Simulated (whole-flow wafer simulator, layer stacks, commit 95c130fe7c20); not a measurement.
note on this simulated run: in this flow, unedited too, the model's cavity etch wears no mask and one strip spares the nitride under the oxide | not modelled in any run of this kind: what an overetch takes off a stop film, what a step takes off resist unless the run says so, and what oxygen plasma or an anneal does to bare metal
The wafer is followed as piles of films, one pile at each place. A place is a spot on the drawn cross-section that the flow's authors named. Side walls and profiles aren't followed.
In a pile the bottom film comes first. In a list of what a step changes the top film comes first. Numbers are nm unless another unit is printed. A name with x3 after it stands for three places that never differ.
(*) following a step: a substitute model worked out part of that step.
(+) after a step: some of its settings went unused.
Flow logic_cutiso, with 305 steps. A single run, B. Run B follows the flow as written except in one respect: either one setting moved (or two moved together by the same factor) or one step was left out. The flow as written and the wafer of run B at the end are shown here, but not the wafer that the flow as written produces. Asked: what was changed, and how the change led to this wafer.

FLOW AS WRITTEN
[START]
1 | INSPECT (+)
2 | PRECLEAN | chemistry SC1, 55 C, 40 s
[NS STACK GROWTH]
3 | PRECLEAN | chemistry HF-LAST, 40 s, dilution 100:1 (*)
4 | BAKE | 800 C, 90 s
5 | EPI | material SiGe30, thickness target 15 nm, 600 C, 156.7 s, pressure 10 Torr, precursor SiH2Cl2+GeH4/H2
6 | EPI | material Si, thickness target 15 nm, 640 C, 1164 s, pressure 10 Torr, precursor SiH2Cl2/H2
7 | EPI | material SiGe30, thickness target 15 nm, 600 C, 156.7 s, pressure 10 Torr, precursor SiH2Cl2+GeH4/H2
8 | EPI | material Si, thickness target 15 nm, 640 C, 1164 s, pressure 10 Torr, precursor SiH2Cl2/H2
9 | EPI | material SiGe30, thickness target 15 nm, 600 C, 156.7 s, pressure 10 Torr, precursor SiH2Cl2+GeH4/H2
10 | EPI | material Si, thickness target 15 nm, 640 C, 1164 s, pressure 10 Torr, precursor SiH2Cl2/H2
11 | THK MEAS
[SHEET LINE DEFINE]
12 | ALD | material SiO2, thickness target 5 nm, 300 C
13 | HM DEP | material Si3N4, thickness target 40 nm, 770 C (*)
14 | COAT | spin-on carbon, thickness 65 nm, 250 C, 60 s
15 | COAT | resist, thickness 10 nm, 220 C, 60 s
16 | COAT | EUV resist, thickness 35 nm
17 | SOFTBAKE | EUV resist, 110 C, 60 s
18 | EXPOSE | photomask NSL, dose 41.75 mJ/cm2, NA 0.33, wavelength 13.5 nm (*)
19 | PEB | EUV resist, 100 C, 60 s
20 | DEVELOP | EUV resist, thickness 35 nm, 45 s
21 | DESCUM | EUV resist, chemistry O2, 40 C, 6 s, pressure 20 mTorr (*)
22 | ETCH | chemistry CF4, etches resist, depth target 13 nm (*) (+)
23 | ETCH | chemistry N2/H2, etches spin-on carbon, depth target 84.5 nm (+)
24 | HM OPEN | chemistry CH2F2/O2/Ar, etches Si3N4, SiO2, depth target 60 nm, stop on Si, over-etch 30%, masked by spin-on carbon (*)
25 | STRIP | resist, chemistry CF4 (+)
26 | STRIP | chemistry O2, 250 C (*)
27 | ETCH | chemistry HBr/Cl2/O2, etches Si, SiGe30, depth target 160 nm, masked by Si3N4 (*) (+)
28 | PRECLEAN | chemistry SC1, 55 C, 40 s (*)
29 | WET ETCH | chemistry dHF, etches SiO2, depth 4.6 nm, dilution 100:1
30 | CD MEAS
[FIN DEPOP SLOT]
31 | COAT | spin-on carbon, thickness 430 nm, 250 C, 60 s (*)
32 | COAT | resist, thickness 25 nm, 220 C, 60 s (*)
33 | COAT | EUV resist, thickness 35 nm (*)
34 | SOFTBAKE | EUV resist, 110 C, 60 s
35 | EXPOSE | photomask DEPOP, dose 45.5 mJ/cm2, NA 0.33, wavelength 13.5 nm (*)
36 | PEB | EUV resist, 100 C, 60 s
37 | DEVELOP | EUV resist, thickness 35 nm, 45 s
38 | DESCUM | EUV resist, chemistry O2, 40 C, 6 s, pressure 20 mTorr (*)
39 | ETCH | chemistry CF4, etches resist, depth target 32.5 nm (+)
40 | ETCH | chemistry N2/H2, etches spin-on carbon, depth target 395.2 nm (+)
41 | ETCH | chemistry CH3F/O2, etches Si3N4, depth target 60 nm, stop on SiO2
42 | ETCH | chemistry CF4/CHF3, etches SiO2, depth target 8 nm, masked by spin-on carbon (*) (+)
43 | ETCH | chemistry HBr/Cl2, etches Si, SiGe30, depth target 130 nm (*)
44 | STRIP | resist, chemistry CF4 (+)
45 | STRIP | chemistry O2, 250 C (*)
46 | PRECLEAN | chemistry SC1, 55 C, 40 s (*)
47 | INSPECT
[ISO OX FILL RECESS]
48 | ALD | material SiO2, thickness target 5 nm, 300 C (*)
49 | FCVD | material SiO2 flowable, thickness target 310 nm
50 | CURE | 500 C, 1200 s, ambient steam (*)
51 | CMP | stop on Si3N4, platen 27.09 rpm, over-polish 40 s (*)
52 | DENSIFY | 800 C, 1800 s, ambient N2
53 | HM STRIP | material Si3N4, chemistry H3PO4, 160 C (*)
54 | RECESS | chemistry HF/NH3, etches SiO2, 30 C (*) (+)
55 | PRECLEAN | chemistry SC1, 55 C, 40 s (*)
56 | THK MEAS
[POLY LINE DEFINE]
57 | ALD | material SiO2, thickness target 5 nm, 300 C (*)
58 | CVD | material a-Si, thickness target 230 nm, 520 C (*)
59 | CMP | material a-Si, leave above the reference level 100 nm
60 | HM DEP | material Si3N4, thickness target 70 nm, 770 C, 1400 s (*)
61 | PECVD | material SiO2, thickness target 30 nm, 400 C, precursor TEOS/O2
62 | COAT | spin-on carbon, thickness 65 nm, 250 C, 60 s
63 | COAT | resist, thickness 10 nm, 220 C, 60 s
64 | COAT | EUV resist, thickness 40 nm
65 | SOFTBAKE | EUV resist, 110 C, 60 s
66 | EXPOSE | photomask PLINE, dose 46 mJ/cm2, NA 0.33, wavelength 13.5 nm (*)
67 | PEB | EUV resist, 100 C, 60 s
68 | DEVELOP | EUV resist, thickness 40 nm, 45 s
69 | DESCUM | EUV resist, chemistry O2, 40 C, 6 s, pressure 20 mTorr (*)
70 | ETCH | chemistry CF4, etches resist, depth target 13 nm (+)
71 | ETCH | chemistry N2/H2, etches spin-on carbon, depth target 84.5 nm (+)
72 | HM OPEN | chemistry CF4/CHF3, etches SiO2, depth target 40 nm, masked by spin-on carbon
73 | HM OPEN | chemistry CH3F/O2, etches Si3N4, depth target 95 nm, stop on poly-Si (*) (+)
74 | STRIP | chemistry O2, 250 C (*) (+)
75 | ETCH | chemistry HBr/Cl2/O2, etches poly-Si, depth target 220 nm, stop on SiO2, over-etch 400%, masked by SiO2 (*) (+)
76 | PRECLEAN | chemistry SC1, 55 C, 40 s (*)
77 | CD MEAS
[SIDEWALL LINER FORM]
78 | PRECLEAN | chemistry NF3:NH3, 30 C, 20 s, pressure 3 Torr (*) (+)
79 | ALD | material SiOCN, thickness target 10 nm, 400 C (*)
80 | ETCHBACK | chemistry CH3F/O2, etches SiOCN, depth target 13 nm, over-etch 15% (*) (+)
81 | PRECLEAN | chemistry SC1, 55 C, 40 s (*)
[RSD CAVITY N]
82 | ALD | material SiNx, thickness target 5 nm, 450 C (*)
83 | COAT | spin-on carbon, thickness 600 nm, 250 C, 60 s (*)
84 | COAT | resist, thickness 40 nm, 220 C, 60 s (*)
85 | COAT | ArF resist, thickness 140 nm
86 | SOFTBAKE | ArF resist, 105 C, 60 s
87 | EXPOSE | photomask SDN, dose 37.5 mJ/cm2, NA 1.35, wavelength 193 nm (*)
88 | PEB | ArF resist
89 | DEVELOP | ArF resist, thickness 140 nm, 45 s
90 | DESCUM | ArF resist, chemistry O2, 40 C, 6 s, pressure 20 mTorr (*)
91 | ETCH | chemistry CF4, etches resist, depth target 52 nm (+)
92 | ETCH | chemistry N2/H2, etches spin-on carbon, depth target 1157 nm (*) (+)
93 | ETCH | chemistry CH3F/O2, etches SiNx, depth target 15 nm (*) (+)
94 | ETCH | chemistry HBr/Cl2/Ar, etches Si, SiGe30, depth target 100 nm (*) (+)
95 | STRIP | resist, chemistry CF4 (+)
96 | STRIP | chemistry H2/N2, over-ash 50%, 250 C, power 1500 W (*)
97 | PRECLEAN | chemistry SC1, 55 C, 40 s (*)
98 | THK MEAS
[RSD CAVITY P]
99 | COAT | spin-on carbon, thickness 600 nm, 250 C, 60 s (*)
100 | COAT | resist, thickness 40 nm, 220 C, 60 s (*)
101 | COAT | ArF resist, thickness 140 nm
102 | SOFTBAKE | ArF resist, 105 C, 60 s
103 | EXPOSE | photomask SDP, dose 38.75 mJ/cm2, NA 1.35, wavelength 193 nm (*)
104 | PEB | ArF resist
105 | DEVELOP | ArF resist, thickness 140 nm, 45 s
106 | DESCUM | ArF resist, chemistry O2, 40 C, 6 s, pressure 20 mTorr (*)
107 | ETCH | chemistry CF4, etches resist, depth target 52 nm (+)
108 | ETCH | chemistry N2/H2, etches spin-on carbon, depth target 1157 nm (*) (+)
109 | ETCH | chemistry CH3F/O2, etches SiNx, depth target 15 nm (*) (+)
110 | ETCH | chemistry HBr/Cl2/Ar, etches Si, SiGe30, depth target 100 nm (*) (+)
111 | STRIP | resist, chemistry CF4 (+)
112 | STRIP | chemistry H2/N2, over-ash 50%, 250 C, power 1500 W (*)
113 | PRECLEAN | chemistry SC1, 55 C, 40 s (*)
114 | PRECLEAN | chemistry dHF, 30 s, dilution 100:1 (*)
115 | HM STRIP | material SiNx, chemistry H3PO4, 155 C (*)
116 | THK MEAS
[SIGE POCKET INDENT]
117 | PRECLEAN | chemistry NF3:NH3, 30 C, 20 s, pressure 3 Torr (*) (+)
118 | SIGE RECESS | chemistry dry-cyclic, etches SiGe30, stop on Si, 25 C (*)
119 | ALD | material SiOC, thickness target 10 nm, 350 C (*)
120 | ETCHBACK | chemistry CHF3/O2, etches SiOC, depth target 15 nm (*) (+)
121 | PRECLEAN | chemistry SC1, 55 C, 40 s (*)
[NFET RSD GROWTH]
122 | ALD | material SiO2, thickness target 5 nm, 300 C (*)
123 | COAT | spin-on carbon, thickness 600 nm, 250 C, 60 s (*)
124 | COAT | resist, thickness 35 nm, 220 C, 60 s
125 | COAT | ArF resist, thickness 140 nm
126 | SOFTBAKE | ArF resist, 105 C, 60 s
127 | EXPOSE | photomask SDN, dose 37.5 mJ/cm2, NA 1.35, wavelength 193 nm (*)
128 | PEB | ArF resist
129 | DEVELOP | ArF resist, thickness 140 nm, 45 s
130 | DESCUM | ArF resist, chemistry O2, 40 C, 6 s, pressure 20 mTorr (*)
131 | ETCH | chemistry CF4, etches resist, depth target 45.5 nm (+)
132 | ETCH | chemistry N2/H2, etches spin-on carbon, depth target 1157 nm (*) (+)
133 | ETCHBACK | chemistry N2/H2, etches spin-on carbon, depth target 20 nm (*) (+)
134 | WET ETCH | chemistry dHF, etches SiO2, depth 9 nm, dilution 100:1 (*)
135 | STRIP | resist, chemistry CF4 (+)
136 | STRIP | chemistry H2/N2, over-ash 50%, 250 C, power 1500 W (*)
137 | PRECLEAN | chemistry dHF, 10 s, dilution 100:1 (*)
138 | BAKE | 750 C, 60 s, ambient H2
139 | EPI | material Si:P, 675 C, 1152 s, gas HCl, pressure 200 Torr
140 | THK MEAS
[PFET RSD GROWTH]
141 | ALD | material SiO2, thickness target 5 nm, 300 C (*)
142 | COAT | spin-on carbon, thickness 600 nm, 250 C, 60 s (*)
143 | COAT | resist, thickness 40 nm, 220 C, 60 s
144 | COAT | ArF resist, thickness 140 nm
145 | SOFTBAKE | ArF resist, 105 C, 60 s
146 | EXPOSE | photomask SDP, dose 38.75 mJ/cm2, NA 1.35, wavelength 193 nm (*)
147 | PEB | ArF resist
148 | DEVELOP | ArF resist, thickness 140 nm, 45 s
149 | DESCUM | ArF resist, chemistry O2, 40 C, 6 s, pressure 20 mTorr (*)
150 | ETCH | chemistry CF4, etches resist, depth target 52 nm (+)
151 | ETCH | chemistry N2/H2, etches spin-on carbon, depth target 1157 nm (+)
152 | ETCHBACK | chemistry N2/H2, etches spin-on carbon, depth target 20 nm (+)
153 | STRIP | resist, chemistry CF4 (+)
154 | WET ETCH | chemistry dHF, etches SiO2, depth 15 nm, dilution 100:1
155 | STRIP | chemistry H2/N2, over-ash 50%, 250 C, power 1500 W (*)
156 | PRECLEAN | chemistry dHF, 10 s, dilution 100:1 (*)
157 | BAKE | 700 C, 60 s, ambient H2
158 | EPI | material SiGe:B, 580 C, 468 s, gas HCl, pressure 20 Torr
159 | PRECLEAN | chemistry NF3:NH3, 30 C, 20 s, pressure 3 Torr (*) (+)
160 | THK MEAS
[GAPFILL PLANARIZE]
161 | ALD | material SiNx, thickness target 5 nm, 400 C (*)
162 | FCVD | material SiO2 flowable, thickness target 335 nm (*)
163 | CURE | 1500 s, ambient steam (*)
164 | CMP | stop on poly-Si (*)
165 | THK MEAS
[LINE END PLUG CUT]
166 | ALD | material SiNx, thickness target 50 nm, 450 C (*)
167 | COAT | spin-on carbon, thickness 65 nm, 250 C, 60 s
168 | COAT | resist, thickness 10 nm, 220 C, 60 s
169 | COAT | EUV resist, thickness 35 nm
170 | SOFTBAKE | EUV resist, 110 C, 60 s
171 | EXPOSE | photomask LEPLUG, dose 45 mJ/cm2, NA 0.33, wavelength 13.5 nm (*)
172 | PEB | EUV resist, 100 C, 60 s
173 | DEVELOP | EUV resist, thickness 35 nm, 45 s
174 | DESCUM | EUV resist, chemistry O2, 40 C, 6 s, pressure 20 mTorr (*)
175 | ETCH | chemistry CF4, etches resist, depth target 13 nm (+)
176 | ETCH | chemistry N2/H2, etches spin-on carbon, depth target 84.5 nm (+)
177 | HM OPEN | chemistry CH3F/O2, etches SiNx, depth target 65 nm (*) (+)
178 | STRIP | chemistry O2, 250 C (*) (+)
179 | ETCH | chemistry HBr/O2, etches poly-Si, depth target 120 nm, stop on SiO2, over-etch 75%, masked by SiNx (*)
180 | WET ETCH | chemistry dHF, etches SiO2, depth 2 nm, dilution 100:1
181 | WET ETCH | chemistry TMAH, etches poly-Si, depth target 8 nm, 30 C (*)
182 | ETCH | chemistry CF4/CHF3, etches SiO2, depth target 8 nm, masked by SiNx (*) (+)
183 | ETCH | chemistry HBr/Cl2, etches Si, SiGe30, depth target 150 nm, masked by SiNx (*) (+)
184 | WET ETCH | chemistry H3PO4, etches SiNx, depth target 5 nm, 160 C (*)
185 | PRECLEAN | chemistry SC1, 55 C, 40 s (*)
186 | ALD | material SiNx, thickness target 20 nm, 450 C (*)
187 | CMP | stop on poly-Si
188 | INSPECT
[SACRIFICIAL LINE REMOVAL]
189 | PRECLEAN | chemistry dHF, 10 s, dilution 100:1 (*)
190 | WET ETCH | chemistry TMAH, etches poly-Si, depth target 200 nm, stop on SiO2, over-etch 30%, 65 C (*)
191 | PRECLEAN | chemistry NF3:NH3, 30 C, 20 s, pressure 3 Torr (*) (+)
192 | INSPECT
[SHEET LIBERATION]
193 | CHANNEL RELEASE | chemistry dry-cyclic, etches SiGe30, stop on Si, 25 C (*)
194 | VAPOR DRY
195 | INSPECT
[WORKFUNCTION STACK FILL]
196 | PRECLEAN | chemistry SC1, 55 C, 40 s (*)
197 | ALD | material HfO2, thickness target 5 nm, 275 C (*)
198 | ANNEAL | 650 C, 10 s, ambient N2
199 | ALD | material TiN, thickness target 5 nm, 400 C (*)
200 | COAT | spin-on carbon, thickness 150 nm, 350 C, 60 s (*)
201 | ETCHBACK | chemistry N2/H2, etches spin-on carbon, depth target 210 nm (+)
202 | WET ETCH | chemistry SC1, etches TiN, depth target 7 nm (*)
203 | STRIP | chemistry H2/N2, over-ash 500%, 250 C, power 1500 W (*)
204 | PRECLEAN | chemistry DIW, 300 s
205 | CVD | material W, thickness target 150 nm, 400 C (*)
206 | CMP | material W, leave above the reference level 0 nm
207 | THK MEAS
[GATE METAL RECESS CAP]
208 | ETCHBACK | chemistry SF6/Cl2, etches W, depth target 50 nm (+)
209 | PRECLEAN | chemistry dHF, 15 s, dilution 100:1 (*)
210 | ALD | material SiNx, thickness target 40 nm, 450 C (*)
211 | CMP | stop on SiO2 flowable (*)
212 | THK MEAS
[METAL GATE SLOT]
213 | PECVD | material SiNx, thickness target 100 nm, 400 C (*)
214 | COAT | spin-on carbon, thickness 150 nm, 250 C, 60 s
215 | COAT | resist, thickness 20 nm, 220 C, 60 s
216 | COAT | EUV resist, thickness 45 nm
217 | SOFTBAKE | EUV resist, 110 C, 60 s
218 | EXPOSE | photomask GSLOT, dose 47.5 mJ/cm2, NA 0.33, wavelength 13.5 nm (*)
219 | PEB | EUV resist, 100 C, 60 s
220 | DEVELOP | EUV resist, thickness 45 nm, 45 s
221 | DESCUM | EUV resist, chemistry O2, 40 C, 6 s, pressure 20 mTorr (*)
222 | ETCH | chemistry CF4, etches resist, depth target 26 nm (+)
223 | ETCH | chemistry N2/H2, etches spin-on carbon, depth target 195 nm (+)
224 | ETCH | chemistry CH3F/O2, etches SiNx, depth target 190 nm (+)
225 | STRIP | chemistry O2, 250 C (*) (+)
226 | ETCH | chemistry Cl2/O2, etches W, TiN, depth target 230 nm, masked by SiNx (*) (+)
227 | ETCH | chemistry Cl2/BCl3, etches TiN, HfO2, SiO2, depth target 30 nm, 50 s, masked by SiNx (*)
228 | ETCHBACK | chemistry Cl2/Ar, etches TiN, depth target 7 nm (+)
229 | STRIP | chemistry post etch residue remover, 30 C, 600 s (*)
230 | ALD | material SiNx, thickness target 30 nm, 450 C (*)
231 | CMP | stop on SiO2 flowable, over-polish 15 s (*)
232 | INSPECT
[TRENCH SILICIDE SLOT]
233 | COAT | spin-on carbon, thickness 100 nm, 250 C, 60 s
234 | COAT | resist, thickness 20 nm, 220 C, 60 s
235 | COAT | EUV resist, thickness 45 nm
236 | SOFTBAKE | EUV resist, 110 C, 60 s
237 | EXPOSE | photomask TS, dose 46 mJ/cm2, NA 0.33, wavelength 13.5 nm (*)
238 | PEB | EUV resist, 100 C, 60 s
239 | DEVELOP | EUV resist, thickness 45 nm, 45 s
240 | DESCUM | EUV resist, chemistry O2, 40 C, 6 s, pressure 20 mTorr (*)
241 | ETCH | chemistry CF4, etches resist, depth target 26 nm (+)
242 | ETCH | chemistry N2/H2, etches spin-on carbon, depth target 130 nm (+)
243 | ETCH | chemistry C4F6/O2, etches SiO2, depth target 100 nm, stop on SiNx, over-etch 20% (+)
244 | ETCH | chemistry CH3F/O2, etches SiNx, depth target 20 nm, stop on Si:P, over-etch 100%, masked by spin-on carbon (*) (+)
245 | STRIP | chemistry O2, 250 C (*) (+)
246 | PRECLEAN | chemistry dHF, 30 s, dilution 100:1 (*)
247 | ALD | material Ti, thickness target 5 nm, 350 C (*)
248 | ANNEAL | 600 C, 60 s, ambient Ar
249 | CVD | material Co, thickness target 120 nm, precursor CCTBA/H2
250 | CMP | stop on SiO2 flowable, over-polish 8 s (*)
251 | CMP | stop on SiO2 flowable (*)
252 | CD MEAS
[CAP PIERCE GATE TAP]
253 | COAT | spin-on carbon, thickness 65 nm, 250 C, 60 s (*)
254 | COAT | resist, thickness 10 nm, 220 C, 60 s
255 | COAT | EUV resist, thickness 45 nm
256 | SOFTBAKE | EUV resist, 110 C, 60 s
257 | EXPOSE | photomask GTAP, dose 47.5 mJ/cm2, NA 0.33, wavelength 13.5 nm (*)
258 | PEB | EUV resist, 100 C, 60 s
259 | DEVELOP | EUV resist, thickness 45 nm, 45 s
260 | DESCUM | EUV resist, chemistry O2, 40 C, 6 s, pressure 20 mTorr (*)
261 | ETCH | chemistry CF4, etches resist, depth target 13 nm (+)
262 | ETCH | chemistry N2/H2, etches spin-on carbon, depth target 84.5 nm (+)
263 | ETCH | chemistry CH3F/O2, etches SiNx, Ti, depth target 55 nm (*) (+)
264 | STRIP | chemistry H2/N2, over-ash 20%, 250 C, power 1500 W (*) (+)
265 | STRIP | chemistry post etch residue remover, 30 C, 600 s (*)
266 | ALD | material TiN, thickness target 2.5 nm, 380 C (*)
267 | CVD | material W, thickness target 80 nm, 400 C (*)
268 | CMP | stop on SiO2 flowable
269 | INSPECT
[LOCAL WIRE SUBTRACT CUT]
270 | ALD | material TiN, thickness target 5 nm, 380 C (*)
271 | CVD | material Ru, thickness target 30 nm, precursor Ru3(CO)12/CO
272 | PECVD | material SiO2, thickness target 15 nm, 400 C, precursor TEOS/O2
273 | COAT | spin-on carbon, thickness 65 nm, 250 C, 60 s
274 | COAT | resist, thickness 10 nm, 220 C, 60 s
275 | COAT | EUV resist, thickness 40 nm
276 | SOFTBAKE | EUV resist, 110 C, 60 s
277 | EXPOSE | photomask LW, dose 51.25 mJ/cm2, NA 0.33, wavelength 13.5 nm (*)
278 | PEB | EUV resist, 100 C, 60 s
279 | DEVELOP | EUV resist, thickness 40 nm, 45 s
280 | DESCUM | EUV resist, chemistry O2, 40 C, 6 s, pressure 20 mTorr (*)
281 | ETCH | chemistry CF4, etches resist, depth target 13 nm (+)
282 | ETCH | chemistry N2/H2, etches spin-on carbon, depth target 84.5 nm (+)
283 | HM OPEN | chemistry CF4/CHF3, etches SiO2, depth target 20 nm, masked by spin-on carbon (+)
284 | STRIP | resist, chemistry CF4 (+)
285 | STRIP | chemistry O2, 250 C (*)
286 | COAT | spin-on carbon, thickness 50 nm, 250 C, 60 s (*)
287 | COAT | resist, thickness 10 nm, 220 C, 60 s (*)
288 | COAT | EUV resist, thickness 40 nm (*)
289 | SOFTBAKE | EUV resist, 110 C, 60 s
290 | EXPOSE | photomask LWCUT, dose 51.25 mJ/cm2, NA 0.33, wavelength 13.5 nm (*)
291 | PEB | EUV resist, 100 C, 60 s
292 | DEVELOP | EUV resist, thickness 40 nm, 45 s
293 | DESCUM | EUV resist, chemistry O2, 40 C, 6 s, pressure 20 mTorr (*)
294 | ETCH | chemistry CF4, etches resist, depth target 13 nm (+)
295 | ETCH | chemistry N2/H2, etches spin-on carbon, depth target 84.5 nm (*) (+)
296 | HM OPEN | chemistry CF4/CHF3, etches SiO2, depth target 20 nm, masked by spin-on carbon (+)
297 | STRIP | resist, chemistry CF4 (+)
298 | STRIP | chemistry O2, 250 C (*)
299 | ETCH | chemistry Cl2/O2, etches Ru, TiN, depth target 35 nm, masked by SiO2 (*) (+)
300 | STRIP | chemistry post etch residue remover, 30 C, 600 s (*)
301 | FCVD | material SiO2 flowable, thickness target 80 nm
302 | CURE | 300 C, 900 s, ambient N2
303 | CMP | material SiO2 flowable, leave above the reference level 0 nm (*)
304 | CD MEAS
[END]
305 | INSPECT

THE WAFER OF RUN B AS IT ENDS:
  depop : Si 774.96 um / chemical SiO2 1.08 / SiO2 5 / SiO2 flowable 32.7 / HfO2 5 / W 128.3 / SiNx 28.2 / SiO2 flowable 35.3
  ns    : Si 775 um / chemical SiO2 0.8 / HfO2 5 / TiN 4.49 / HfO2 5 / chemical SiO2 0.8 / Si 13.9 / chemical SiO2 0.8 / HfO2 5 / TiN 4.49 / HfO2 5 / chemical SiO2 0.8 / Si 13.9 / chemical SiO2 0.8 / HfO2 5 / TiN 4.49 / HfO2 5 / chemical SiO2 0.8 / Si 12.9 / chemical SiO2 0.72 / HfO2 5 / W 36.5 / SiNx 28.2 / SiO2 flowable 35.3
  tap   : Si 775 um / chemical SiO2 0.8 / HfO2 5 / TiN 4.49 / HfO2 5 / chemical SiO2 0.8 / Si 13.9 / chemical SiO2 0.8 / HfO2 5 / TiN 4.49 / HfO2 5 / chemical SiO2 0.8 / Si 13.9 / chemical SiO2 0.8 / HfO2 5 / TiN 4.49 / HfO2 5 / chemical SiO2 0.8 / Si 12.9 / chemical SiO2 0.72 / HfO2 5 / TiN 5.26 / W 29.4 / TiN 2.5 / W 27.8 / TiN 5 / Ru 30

Cause: step 250, CMP: stop on SiO2 flowable, over-polish 8 s (*), was omitted.

Step by step, how the change led to this:
  251 | CMP | stop on SiO2 flowable (*)
      depop, dpovl, gfld and 9 more: -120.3 Co (all of it), -5 Ti (all of it), -5 SiNx (it would be, as written: -5 SiNx)
      lnr, lnri, lnrp, lnrt: -120 Co (all of it), -5 Ti (all of it), -5.26 SiOCN (it would be, as written: -5 SiOCN)
      (and at 6 other places as well)
  263 | ETCH | chemistry CH3F/O2, etches SiNx, Ti, depth target 55 nm (*) (+)
      glp, lnrp, lnrt, plug, rsdn, rsdp, rsdw: -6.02 resist (all of it), -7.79 spin-on carbon (it would be, as written: -6.02 resist (all of it), -6.48 spin-on carbon)
      depop, dpovl, gl, isow, ns, nsgap: -6.03 resist (all of it), -7.77 spin-on carbon (it would be, as written: -6.03 resist (all of it), -6.46 spin-on carbon)
      (and at 9 other places as well)
  264 | STRIP | chemistry H2/N2, over-ash 20%, 250 C, power 1500 W (*) (+)
      gfld, gl, glp and 11 more: -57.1 spin-on carbon (all of it) (it would be, as written: -58.4 spin-on carbon (all of it))
      depop, dpovl, isow, ns, nsgap: -57.2 spin-on carbon (all of it) (it would be, as written: -58.5 spin-on carbon (all of it))
      (and at 2 other places as well)
  265 | STRIP | chemistry post etch residue remover, 30 C, 600 s (*)
      iso: -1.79 Ti (it would be, as written: -0.66 Ti (all of it))
      rsdx: -2 Ti (all of it) (it would be, as written: nothing)
  267 | CVD | material W, thickness target 80 nm, 400 C (*)
      rsdx: +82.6 W (new film) (it would be, as written: +80.8 W (new film))
  268 | CMP | stop on SiO2 flowable
      iso: -82.4 W (all of it), -2.5 TiN (all of it), -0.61 Ti (all of it) (it would be, as written: -81.2 W (all of it), -2.5 TiN (all of it))
      depop, dpovl, gfld and 9 more: -80.2 W (all of it), -2.5 TiN (all of it), -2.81 SiNx (it would be, as written: -80.2 W (all of it), -2.5 TiN (all of it), -0.98 SiNx)
      (and at 9 other places as well)
